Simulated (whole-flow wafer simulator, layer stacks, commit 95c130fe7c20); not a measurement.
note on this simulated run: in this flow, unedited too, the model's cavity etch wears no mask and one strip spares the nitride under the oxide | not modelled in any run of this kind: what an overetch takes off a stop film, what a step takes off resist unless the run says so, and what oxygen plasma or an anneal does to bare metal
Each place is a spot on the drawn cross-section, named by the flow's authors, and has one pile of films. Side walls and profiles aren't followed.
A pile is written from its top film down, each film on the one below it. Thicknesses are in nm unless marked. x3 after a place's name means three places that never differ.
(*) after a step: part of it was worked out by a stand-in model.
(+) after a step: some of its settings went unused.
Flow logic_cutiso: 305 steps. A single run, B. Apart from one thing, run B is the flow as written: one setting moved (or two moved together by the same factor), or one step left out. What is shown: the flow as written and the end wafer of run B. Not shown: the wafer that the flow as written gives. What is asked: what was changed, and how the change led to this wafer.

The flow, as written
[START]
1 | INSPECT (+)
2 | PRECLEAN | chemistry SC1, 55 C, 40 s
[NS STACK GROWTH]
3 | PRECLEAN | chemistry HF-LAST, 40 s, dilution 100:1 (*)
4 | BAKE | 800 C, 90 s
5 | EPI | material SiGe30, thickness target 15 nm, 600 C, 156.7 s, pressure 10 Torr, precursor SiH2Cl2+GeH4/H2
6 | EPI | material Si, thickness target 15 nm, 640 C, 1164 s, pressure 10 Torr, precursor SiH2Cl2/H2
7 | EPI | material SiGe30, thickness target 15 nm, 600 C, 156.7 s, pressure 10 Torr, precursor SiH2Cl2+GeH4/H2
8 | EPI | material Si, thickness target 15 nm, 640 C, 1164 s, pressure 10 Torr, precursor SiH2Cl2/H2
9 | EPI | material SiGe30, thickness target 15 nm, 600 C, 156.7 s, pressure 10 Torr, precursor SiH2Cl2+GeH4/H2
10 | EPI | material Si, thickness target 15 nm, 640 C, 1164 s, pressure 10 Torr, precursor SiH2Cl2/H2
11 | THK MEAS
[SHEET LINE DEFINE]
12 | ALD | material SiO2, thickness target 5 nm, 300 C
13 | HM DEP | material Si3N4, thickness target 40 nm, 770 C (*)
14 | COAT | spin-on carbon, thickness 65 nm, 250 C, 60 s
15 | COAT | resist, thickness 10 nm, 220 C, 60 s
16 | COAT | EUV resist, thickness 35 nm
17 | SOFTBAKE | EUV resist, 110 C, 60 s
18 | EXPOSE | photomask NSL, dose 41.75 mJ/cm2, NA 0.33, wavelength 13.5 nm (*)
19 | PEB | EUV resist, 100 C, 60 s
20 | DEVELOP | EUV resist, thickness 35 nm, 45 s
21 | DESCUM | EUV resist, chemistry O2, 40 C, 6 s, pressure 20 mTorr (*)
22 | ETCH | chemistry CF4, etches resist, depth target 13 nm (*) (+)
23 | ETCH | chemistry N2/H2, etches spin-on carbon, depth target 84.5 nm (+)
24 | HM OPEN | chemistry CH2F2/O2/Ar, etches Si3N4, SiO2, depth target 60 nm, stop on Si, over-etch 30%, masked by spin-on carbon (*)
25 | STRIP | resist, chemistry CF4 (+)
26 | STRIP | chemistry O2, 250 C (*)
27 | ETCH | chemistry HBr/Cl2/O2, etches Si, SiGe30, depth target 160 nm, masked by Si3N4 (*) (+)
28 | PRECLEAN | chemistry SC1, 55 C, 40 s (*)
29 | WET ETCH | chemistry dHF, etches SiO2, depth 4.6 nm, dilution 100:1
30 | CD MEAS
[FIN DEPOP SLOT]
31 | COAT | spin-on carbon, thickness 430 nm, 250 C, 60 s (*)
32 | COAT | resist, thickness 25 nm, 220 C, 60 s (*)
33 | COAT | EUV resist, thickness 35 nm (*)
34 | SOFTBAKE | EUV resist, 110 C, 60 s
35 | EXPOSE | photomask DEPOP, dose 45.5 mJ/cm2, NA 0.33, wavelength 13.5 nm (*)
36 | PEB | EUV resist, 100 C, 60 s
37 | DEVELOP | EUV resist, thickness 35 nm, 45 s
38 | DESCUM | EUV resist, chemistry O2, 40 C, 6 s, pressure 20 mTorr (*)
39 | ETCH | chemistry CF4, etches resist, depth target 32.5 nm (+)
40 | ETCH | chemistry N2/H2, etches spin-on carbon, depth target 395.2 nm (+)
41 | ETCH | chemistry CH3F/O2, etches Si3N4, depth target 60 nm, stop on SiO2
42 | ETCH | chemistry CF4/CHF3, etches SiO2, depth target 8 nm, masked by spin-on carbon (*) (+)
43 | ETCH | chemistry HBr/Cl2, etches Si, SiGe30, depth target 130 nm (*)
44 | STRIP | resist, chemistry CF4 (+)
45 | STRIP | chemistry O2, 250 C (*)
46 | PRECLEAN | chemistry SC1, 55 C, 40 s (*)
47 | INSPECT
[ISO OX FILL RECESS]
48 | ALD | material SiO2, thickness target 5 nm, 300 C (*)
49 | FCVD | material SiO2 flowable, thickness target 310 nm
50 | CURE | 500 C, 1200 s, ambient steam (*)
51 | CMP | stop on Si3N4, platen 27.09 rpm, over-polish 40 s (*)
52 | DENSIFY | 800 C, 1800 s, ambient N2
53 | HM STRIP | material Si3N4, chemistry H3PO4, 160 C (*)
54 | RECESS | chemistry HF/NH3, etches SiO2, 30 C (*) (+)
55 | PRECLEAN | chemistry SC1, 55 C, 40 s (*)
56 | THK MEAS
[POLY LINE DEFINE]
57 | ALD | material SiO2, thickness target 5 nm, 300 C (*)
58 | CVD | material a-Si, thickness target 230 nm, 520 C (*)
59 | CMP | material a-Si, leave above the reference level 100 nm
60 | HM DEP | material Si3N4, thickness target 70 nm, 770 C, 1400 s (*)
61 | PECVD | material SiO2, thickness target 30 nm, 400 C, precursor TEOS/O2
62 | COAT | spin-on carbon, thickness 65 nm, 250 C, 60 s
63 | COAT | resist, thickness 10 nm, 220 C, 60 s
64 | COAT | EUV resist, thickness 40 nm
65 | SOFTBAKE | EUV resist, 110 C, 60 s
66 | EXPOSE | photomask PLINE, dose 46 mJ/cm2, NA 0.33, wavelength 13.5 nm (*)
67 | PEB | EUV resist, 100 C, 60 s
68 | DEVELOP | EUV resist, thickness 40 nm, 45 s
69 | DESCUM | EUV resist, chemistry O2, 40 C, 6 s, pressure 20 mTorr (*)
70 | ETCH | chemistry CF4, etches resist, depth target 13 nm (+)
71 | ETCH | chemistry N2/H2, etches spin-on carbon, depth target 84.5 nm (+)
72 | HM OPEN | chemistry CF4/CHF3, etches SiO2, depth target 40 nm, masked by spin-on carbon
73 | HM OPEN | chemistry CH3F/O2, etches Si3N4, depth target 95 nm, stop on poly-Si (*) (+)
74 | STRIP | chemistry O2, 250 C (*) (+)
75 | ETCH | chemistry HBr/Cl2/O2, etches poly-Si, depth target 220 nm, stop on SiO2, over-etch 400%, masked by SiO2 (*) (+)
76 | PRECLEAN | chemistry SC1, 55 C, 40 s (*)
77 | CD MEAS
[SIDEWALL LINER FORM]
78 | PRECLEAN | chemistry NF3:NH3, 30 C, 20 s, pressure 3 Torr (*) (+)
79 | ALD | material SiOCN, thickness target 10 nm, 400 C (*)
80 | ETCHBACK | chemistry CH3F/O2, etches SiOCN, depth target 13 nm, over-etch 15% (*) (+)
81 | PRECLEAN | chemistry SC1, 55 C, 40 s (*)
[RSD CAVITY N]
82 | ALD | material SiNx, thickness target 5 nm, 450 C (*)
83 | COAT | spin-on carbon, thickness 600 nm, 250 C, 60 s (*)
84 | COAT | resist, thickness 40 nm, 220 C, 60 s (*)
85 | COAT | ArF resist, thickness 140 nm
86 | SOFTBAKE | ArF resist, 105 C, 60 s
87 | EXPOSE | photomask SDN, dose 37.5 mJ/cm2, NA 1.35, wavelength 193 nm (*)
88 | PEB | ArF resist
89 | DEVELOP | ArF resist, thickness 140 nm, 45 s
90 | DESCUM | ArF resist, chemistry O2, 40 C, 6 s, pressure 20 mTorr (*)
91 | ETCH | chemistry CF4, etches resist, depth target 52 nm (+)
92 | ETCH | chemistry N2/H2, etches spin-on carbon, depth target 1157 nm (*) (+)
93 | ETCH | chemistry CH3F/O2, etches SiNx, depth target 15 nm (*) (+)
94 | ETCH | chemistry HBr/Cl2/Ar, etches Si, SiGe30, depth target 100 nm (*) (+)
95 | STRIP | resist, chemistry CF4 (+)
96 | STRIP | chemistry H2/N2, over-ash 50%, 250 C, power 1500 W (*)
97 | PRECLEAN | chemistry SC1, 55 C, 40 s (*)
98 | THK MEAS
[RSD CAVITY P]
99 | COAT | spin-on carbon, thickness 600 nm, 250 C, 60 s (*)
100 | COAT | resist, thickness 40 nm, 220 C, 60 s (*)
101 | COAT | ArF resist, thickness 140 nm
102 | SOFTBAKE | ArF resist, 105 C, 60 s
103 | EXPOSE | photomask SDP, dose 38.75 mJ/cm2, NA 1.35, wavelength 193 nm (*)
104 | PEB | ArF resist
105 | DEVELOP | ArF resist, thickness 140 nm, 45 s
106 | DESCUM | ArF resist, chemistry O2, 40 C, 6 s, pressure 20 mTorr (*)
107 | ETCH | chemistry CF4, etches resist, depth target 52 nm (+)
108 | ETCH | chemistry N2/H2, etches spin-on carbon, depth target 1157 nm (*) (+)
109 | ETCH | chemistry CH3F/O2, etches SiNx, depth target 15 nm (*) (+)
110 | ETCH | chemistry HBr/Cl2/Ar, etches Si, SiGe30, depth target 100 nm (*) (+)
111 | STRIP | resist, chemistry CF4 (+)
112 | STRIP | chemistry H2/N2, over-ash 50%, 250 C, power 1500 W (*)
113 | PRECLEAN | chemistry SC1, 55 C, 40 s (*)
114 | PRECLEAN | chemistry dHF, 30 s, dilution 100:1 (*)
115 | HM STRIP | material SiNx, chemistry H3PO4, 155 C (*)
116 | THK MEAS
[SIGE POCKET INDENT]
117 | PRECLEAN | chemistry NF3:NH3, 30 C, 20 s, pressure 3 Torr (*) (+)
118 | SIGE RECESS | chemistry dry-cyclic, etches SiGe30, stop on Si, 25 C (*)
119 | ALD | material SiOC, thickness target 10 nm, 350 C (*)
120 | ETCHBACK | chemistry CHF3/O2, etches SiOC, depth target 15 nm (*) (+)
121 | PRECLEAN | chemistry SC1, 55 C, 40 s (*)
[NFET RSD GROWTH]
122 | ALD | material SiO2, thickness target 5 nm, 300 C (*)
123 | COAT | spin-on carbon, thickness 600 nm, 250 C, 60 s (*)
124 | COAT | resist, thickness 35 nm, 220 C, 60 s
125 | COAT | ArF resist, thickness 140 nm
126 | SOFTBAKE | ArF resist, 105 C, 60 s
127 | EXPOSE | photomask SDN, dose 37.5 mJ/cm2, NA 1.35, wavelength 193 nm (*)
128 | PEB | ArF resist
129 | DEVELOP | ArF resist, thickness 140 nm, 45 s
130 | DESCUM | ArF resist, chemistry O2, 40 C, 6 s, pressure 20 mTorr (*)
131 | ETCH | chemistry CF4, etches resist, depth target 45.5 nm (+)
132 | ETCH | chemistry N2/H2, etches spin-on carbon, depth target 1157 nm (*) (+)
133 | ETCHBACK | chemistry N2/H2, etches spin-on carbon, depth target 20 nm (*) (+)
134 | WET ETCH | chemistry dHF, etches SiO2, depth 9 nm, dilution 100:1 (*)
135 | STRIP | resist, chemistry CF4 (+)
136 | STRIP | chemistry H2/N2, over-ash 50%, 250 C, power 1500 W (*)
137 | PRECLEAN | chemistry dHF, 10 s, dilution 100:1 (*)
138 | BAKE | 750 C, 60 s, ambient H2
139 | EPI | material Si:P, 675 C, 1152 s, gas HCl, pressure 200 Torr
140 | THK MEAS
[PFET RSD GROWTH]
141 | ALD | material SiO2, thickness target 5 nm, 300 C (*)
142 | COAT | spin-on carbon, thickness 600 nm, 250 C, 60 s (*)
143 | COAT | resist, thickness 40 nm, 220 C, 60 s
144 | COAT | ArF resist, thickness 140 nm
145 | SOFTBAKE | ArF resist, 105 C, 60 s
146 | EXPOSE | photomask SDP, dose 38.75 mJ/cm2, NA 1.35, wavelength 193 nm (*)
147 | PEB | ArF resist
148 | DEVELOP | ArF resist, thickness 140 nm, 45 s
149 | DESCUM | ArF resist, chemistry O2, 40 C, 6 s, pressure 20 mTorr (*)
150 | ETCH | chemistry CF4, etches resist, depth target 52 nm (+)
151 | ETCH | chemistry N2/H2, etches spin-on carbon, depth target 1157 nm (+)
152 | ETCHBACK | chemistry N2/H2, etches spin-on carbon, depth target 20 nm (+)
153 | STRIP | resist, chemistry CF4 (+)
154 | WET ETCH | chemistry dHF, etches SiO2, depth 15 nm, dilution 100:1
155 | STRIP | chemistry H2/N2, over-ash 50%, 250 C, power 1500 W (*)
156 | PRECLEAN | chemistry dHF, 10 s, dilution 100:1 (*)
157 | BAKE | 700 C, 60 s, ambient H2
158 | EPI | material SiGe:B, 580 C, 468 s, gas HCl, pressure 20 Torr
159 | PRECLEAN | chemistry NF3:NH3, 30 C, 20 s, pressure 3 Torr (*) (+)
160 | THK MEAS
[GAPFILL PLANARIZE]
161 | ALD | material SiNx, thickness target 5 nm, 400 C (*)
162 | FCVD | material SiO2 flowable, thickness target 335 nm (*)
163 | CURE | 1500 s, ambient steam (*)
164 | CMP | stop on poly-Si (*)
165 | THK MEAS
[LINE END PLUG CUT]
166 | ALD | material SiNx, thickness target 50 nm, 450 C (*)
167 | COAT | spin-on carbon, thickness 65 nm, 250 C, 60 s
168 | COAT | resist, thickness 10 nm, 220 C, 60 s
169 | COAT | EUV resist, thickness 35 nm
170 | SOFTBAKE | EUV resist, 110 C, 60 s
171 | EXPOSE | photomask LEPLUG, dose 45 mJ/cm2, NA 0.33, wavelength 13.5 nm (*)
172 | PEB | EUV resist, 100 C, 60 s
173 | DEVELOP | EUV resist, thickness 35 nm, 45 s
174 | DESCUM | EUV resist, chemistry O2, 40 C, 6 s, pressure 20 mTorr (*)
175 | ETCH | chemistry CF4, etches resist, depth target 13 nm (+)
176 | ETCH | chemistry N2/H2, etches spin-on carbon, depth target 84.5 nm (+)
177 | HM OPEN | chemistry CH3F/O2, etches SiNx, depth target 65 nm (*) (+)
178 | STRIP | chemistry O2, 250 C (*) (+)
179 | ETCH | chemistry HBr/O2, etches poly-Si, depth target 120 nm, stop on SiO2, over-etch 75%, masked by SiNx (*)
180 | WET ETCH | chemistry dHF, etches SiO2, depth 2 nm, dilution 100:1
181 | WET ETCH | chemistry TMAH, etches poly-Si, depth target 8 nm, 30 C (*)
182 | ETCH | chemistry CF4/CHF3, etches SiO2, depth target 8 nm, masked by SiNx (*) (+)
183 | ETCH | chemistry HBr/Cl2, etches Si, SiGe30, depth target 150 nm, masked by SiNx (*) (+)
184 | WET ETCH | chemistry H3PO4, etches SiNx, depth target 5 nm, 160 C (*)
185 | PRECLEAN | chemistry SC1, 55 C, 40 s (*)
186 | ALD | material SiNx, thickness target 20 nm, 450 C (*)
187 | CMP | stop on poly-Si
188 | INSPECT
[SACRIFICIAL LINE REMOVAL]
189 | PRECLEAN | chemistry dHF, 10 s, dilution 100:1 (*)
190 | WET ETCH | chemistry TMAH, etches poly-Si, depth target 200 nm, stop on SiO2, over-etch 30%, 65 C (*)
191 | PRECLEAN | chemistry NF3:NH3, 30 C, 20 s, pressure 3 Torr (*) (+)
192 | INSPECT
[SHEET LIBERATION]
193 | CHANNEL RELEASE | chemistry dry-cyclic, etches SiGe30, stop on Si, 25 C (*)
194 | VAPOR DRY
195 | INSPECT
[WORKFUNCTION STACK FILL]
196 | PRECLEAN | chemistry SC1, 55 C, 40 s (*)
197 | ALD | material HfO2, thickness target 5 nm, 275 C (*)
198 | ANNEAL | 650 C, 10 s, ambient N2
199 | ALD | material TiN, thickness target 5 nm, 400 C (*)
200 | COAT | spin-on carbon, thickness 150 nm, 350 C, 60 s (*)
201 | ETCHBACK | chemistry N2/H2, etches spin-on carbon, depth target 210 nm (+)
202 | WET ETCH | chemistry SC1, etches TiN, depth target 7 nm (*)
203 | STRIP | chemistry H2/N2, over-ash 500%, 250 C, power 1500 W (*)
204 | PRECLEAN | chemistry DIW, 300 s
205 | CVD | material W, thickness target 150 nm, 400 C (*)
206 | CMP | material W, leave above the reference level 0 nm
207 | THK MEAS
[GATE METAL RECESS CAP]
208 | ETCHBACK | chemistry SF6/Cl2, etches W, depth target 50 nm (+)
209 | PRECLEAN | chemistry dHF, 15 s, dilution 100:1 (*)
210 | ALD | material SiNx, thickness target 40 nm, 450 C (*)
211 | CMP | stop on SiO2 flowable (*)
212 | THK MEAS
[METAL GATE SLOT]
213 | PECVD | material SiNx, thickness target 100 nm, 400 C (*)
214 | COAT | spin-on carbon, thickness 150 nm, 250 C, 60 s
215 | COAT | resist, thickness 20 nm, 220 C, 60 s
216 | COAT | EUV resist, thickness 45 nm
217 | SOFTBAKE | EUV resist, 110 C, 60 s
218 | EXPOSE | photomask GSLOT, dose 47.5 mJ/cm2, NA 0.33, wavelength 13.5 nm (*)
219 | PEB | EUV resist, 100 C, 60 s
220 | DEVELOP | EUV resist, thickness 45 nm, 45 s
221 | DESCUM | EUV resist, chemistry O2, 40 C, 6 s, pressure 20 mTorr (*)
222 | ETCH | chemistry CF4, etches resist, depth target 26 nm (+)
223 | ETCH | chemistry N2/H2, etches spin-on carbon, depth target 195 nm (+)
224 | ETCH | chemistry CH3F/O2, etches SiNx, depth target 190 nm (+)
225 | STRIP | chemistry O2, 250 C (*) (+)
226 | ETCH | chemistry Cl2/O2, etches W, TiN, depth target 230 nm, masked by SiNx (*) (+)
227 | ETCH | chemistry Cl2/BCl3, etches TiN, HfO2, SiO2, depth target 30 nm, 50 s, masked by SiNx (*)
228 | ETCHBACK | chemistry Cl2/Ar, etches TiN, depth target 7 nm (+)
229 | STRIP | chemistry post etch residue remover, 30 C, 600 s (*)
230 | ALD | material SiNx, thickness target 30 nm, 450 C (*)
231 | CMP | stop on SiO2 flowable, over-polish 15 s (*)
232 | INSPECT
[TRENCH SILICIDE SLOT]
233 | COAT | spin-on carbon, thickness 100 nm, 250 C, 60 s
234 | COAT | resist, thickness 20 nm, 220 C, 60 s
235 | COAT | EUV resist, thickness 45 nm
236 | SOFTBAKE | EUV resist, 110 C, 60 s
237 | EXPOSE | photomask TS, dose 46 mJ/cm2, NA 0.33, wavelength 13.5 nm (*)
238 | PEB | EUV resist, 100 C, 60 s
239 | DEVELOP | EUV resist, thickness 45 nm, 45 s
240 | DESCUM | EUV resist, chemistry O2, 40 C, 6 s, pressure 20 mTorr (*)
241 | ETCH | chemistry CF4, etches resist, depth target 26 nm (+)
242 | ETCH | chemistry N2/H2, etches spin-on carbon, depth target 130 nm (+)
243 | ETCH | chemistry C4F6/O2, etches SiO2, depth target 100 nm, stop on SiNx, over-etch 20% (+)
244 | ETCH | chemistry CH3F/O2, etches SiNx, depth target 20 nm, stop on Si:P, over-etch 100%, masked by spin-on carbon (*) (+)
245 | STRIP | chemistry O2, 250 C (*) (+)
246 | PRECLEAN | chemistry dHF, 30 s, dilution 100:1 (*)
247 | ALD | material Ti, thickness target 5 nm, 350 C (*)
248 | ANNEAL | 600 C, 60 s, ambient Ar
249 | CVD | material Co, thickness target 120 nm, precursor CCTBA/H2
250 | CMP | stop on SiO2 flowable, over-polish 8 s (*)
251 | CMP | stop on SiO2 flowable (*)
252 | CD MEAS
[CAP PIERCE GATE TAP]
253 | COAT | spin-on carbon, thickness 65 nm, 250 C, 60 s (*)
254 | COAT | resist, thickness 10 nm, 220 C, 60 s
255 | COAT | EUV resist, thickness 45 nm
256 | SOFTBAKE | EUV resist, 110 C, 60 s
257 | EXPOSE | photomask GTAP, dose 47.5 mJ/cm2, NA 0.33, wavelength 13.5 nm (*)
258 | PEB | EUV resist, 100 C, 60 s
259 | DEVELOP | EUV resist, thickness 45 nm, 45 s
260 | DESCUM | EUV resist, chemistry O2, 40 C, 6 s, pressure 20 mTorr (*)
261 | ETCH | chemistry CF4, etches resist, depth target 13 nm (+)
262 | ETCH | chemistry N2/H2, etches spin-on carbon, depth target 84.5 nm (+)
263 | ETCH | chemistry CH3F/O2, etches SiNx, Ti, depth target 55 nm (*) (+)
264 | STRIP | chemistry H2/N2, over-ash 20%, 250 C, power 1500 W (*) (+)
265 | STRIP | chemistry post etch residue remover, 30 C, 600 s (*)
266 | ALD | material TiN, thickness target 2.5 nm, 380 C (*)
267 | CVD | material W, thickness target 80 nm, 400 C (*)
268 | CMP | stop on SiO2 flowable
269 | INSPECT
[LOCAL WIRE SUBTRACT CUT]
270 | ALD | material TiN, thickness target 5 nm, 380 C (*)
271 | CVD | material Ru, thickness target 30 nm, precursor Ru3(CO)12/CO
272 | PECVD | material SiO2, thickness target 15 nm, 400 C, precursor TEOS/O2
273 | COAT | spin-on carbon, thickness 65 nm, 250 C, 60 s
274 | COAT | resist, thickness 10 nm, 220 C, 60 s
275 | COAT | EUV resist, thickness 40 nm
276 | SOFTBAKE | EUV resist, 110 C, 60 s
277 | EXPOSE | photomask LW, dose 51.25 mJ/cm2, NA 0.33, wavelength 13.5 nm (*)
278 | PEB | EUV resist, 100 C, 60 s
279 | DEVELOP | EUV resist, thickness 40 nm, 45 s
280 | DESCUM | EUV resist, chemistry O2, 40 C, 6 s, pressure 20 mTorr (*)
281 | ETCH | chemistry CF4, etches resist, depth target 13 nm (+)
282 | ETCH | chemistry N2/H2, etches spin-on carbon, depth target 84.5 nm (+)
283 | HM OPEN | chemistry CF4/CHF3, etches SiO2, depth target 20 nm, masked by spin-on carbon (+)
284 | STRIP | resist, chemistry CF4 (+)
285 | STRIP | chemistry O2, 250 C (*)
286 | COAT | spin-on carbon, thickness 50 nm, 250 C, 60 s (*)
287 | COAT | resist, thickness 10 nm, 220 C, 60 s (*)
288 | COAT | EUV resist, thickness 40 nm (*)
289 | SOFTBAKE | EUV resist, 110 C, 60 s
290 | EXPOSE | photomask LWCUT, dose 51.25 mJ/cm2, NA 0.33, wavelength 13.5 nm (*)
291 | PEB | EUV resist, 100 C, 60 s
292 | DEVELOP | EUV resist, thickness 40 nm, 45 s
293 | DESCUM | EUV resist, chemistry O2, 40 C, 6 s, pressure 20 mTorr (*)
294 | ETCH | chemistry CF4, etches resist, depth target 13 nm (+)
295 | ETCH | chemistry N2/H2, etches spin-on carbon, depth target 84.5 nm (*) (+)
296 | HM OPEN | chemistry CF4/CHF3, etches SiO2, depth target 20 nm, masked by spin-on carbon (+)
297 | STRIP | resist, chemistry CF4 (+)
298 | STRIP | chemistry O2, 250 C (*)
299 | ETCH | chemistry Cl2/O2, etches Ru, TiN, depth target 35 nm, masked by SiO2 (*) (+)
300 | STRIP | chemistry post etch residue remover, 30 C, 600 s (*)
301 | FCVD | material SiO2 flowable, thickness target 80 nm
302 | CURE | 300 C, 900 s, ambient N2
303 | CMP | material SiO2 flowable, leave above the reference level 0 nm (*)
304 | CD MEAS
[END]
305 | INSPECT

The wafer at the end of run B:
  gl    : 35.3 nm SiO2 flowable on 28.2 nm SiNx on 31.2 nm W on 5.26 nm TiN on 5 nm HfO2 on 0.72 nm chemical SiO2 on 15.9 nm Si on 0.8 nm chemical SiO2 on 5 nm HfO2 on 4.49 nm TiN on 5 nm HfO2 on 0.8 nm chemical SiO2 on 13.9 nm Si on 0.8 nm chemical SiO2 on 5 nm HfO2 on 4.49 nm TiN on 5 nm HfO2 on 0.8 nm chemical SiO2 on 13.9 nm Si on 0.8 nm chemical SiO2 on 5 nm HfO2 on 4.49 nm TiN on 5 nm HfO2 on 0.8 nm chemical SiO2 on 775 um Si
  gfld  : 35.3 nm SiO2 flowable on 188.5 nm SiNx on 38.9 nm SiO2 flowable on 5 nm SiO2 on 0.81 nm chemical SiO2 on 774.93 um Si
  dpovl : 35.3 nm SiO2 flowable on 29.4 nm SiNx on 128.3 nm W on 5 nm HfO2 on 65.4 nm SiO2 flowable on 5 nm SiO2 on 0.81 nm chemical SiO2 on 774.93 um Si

What caused this: step 10, EPI: 1397 s was run, while the flow as written has 1164 s.

Step by step, how the change led to this:
  10 | EPI | material Si, thickness target 15 nm, 640 C, 1164 s, pressure 10 Torr, precursor SiH2Cl2/H2
      depop, dpovl, gfld and 19 more: +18 Si (new film) (it would be, as written: +15 Si (new film))
  27 | ETCH | chemistry HBr/Cl2/O2, etches Si, SiGe30, depth target 160 nm, masked by Si3N4 (*) (+)
      gfld, gxf, iso, lnri: -0.79 chemical SiO2 (all of it), -14.4 Si (all of it), -15 SiGe30 (all of it), -15 Si (all of it), -15 SiGe30 (all of it), -15 Si (all of it), -15 SiGe30 (all of it), -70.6 Si (it would be, as written: -0.79 chemical SiO2 (all of it), -11.4 Si (all of it), -15 SiGe30 (all of it), -15 Si (all of it), -15 SiGe30 (all of it), -15 Si (all of it), -15 SiGe30 (all of it), -73.6 Si)
      dpovl, nsgap: -0.79 chemical SiO2 (all of it), -14.8 Si (all of it), -15 SiGe30 (all of it), -15 Si (all of it), -15 SiGe30 (all of it), -15 Si (all of it), -15 SiGe30 (all of it), -70.2 Si (it would be, as written: -0.79 chemical SiO2 (all of it), -11.8 Si (all of it), -15 SiGe30 (all of it), -15 Si (all of it), -15 SiGe30 (all of it), -15 Si (all of it), -15 SiGe30 (all of it), -73.2 Si)
      (as well as at 1 more place)
  43 | ETCH | chemistry HBr/Cl2, etches Si, SiGe30, depth target 130 nm (*)
      depop: -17 Si (all of it), -15 SiGe30 (all of it), -15 Si (all of it), -15 SiGe30 (all of it), -15 Si (all of it), -15 SiGe30 (all of it), -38 Si (it would be, as written: -14 Si (all of it), -15 SiGe30 (all of it), -15 Si (all of it), -15 SiGe30 (all of it), -15 Si (all of it), -15 SiGe30 (all of it), -41 Si)
  94 | ETCH | chemistry HBr/Cl2/Ar, etches Si, SiGe30, depth target 100 nm (*) (+)
      rsdn, rsdx: -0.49 chemical SiO2 (all of it), -15.8 Si (all of it), -15 SiGe30 (all of it), -15 Si (all of it), -15 SiGe30 (all of it), -15 Si (all of it), -15 SiGe30 (all of it), -9.16 Si (it would be, as written: -0.49 chemical SiO2 (all of it), -12.8 Si (all of it), -15 SiGe30 (all of it), -15 Si (all of it), -15 SiGe30 (all of it), -15 Si (all of it), -15 SiGe30 (all of it), -12.2 Si)
  110 | ETCH | chemistry HBr/Cl2/Ar, etches Si, SiGe30, depth target 100 nm (*) (+)
      rsdp, rsdw: -0.49 chemical SiO2 (all of it), -15.8 Si (all of it), -15 SiGe30 (all of it), -15 Si (all of it), -15 SiGe30 (all of it), -15 Si (all of it), -15 SiGe30 (all of it), -9.16 Si (it would be, as written: -0.49 chemical SiO2 (all of it), -12.8 Si (all of it), -15 SiGe30 (all of it), -15 Si (all of it), -15 SiGe30 (all of it), -15 Si (all of it), -15 SiGe30 (all of it), -12.2 Si)
  183 | ETCH | chemistry HBr/Cl2, etches Si, SiGe30, depth target 150 nm, masked by SiNx (*) (+)
      plug: -16.6 Si (all of it), -15 SiGe30 (all of it), -15 Si (all of it), -15 SiGe30 (all of it), -15 Si (all of it), -15 SiGe30 (all of it), -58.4 Si (it would be, as written: -13.6 Si (all of it), -15 SiGe30 (all of it), -15 Si (all of it), -15 SiGe30 (all of it), -15 Si (all of it), -15 SiGe30 (all of it), -61.4 Si)
